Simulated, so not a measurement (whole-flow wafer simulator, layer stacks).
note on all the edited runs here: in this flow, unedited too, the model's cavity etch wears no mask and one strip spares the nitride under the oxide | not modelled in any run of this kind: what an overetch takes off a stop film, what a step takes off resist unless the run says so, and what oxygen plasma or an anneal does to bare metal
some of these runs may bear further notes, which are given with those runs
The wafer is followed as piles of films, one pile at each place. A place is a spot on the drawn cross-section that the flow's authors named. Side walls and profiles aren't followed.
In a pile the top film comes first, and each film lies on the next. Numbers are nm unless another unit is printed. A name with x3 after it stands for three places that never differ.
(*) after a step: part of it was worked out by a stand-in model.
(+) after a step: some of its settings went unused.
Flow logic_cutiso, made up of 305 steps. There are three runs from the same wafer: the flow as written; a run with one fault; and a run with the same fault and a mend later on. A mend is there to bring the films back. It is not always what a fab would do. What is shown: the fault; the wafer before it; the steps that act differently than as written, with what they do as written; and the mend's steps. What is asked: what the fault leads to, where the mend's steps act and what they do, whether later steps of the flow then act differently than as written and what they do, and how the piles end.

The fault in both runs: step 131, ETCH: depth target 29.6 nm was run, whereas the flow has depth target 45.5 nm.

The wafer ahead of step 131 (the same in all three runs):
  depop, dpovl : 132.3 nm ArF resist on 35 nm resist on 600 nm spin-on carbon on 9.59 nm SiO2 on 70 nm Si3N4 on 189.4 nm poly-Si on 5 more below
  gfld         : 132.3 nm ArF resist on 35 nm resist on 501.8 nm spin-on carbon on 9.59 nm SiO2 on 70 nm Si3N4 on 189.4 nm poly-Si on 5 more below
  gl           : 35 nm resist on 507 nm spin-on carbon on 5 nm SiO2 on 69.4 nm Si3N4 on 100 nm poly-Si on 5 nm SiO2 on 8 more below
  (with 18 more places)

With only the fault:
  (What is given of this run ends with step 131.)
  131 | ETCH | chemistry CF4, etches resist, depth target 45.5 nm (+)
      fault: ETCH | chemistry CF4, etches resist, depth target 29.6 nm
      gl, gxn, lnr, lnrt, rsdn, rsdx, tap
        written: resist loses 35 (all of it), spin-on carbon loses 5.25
        fault: resist loses 29.6
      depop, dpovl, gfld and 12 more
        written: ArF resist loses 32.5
        fault: ArF resist loses 21.1
  Once step 131 is done, the piles at depop, dpovl, gfld and 19 more depart from the flow's by more than 2% or 0.5 nm, whichever is larger.
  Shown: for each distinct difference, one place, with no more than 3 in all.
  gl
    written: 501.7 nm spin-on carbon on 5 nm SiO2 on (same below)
    fault: 5.4 nm resist on 507 nm spin-on carbon on 5 nm SiO2 on (same below)
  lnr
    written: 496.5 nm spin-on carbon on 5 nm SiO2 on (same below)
    fault: 5.4 nm resist on 501.8 nm spin-on carbon on 5 nm SiO2 on (same below)
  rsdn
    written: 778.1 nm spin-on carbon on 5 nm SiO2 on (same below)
    fault: 5.4 nm resist on 783.3 nm spin-on carbon on 5 nm SiO2 on (same below)

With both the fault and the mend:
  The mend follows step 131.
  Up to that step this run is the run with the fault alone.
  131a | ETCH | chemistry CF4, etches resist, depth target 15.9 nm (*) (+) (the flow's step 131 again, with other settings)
      depop, dpovl, gfld and 12 more
        ArF resist loses 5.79
      gl, gxn, lnr, lnrt, rsdn, rsdx, tap
        resist loses 5.4 (all of it), spin-on carbon loses 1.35
  Steps later in the flow that act otherwise than as written (not shown: 4 more steps that differ only slightly, by at most 2% or 0.5 nm, whichever is larger):
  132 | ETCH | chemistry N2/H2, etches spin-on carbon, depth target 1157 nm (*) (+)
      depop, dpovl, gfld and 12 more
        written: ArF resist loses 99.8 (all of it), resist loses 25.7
        mend: ArF resist loses 105.4 (all of it), resist loses 25.8
  By the end, the piles equal the flow's at every place that both follow.
